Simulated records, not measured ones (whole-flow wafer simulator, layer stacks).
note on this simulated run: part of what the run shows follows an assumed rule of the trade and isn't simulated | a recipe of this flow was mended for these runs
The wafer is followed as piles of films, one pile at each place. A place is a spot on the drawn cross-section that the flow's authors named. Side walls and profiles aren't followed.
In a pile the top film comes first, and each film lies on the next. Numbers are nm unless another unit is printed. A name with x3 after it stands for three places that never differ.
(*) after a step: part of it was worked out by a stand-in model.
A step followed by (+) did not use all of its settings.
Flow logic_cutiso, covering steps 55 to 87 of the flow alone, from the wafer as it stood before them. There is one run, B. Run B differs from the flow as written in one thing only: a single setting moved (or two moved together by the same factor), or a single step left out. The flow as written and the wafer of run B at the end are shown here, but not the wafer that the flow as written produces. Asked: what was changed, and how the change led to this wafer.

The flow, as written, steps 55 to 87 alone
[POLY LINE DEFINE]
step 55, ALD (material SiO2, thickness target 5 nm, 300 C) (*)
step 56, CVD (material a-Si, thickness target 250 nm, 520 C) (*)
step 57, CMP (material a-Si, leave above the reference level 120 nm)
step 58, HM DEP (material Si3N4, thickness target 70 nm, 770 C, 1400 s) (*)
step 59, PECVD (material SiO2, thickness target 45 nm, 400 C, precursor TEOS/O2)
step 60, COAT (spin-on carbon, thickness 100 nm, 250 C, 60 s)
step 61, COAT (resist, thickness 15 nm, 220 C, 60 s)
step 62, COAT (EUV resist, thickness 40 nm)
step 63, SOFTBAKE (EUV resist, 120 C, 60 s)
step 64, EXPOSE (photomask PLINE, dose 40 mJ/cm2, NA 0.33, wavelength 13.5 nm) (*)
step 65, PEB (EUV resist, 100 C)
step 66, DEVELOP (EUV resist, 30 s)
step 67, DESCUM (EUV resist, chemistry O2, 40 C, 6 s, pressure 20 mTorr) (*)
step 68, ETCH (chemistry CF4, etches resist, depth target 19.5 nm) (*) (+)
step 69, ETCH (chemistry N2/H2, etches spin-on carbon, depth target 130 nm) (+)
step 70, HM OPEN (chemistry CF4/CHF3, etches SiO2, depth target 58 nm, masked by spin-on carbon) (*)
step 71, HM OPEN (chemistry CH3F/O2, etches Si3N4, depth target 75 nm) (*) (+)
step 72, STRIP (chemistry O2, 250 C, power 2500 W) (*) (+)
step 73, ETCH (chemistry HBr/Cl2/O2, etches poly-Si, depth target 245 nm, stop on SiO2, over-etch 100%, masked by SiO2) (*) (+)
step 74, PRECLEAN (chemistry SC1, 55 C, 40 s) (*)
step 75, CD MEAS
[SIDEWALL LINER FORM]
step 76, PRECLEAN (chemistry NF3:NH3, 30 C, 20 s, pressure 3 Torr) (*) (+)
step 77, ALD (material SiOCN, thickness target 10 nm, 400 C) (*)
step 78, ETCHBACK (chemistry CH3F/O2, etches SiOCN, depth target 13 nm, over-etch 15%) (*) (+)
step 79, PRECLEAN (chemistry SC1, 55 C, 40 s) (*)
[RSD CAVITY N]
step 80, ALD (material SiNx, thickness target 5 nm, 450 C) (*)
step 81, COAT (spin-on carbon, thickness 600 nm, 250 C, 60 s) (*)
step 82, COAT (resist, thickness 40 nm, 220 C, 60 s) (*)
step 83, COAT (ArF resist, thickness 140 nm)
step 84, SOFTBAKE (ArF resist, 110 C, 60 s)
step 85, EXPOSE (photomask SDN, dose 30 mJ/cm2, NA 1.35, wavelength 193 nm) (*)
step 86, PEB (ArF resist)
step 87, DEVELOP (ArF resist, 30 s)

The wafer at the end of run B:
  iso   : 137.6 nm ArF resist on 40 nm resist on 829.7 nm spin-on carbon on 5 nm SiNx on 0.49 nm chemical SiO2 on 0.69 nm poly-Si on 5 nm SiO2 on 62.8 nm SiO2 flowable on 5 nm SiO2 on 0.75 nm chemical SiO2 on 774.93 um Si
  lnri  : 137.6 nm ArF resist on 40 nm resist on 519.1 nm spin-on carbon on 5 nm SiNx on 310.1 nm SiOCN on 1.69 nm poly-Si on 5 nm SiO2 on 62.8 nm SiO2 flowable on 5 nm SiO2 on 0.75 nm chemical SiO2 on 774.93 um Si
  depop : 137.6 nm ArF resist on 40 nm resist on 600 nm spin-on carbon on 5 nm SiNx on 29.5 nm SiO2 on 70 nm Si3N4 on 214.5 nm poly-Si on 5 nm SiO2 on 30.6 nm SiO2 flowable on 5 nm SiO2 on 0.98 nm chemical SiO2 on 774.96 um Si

The reason: step 73, ETCH: depth target 105.3 nm was run, though the flow has depth target 245 nm.

The path from the change to this, step by step:
  step 73, ETCH (chemistry HBr/Cl2/O2, etches poly-Si, depth target 245 nm, stop on SiO2, over-etch 100%, masked by SiO2) (*) (+)
      iso, lnri: -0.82 chemical SiO2 (all of it), -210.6 poly-Si (as written it would have been: -0.82 chemical SiO2 (all of it), -212.6 poly-Si (all of it), -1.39 SiO2)
      depop, dpovl x3, gfld and 8 more: -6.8 SiO2 (as written it would have been: -7.88 SiO2)
      (also at 7 further places)
  step 76, PRECLEAN (chemistry NF3:NH3, 30 C, 20 s, pressure 3 Torr) (*) (+)
      iso, lnri: -0.49 chemical SiO2 (all of it) (as written it would have been: -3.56 SiO2 (all of it), -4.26 SiO2 flowable)
      lnr, lnrp, lnrt, rsdn, rsdp, rsdw, rsdx: -4.48 SiO2 (all of it), -0.49 chemical SiO2 (all of it) (as written it would have been: -3.09 SiO2 (all of it), -0.49 chemical SiO2 (all of it))
  step 78, ETCHBACK (chemistry CH3F/O2, etches SiOCN, depth target 13 nm, over-etch 15%) (*) (+)
      iso: -10 SiOCN (all of it), -0.7 poly-Si (as written it would have been: -10 SiOCN (all of it), -0.75 SiO2 flowable)
